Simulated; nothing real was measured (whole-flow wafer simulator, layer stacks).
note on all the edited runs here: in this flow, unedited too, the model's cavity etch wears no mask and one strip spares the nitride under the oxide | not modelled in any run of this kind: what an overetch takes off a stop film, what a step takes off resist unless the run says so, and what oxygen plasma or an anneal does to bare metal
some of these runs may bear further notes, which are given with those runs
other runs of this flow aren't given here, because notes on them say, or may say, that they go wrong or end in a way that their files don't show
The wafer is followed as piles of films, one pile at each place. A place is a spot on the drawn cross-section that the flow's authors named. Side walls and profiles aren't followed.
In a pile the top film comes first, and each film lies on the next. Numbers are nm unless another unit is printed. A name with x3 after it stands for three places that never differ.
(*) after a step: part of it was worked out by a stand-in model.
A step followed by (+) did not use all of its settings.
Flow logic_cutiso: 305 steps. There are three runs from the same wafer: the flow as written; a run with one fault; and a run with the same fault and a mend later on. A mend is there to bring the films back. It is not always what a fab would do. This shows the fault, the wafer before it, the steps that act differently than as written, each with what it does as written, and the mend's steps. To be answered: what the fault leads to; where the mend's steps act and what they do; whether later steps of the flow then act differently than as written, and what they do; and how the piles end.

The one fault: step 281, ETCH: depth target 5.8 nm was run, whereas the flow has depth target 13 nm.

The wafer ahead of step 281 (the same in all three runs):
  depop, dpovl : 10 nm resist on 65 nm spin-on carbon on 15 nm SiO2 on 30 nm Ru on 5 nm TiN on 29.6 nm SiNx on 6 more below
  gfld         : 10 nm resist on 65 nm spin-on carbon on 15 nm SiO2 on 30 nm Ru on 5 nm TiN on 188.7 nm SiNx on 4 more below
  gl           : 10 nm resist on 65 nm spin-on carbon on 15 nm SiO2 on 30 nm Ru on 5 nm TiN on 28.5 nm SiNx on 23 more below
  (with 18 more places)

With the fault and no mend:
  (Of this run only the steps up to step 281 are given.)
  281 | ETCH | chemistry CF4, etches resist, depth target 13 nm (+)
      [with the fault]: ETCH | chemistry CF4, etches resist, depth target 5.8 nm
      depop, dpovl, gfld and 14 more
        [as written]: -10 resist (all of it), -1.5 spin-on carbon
        [with the fault]: -5.8 resist
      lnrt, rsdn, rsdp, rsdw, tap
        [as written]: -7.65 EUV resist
        [with the fault]: -3.41 EUV resist
  After step 281, at depop, dpovl, gfld and 19 more, the piles differ from the flow's by more than 2% or 0.5 nm, whichever is larger.
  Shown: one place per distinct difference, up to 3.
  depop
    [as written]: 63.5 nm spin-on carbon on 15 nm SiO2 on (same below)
    [with the fault]: 4.2 nm resist on 65 nm spin-on carbon on 15 nm SiO2 on (same below)
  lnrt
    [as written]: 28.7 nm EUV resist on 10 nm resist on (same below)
    [with the fault]: 32.9 nm EUV resist on 10 nm resist on (same below)

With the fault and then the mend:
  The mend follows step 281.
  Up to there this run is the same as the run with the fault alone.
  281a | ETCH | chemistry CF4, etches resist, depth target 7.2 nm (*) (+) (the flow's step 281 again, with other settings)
      depop, dpovl, gfld and 14 more
        -4.2 resist (all of it), -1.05 spin-on carbon
      lnrt, rsdn, rsdp, rsdw, tap
        -3.71 EUV resist
  Later steps of the flow that are run all act as written at every place that is followed, up to a difference of at most 2% or 0.5 nm, whichever is larger.
  By the end, the piles equal the flow's at every place that both follow.
